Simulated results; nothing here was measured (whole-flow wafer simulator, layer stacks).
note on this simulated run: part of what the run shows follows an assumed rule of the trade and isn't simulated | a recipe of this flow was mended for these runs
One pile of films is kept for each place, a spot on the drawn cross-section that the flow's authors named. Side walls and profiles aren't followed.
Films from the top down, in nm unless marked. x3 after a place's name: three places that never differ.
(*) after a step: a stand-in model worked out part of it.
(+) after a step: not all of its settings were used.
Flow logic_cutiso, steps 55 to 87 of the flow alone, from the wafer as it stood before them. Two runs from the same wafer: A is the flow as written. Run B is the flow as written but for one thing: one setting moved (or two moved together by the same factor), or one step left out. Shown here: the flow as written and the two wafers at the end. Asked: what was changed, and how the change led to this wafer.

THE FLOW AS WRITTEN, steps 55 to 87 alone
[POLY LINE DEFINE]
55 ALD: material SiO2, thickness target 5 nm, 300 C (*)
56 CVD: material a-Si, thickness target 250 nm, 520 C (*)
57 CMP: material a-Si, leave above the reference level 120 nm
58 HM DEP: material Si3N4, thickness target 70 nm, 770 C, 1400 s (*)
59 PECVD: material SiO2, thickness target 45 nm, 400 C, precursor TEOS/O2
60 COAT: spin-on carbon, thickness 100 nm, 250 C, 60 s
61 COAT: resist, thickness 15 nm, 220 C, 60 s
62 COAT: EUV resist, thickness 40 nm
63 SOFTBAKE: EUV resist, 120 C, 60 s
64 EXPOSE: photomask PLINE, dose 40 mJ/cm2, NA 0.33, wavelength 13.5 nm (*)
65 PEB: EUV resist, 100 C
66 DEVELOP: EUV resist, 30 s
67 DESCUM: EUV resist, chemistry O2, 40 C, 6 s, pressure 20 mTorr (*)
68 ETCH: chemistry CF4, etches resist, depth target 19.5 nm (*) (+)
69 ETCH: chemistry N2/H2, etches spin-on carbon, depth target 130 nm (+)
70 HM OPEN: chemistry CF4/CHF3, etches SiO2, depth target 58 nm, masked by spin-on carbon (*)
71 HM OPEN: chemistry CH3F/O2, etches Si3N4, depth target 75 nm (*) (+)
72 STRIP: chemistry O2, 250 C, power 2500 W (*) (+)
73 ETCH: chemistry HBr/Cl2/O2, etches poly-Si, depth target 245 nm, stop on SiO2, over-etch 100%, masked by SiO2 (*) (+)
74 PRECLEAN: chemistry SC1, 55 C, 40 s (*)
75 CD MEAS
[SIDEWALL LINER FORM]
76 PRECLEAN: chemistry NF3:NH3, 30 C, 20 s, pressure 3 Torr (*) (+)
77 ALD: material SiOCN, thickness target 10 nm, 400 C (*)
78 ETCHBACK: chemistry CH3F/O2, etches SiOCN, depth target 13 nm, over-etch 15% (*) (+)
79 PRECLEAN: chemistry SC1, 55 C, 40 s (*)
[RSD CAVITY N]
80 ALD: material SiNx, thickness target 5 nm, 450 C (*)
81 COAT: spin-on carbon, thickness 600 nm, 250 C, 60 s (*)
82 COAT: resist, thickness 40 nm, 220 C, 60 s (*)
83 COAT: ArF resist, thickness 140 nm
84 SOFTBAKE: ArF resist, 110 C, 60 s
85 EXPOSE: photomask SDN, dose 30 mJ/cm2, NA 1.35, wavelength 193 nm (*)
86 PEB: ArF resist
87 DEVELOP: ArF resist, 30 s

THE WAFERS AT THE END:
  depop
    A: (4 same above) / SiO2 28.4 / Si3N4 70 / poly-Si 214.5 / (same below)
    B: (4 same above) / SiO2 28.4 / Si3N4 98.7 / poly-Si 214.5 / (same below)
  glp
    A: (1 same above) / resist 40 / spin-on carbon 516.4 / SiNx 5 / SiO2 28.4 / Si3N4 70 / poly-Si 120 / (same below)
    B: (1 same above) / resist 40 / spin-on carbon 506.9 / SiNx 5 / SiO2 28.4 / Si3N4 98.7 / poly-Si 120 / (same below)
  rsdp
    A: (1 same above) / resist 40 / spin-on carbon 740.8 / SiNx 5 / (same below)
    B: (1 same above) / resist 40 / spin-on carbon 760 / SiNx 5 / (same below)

The cause: step 58, HM DEP: thickness target 98.7 nm was run, where the flow has thickness target 70 nm; step 58, HM DEP: 1973 s was run, where the flow has 1400 s.
It can be read off the wafer: depop has Si3N4 98.7, and step 58 as written asks for 70 nm.

How the change led to this, step by step:
  58 HM DEP: material Si3N4, thickness target 70 nm, 770 C, 1400 s (*)
      gl, glp, gxn and 11 more: A Si3N4 +70 (new film), poly-Si +120 (new film), a-Si -120 (all of it) | B Si3N4 +98.7 (new film), poly-Si +120 (new film), a-Si -120 (all of it)
      depop, dpovl x3, gfld, gxf, iso, lnri: A Si3N4 +70 (new film), poly-Si +214.5 (new film), a-Si -214.5 (all of it) | B Si3N4 +98.7 (new film), poly-Si +214.5 (new film), a-Si -214.5 (all of it)
  71 HM OPEN: chemistry CH3F/O2, etches Si3N4, depth target 75 nm (*) (+)
      iso, lnr, lnri and 6 more: A Si3N4 -55.2 (all of it), poly-Si -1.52 | B Si3N4 -75
  72 STRIP: chemistry O2, 250 C, power 2500 W (*) (+)
      iso, lnr, lnri and 6 more: A chemical SiO2 +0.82 (new film), poly-Si -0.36 | B nothing
  73 ETCH: chemistry HBr/Cl2/O2, etches poly-Si, depth target 245 nm, stop on SiO2, over-etch 100%, masked by SiO2 (*) (+)
      lnr, lnrp, lnrt, rsdn, rsdp, rsdw, rsdx: A chemical SiO2 -0.82 (all of it), poly-Si -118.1 (all of it), SiO2 -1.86 | B Si3N4 -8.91 (all of it), poly-Si -120 (all of it), SiO2 -1.36
      iso, lnri: A chemical SiO2 -0.82 (all of it), poly-Si -212.6 (all of it), SiO2 -1.39 | B Si3N4 -8.91 (all of it), poly-Si -214.5 (all of it), SiO2 -0.89
  76 PRECLEAN: chemistry NF3:NH3, 30 C, 20 s, pressure 3 Torr (*) (+)
      iso, lnri: A SiO2 -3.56 (all of it), SiO2 flowable -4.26 | B SiO2 -4.06 (all of it), SiO2 flowable -3.68
  81 COAT: spin-on carbon, thickness 600 nm, 250 C, 60 s (*)
      rsdn, rsdp, rsdw: A spin-on carbon +740.8 (new film) | B spin-on carbon +760 (new film)
      iso: A spin-on carbon +839.3 (new film) | B spin-on carbon +857.9 (new film)
      (and at 1 more place)
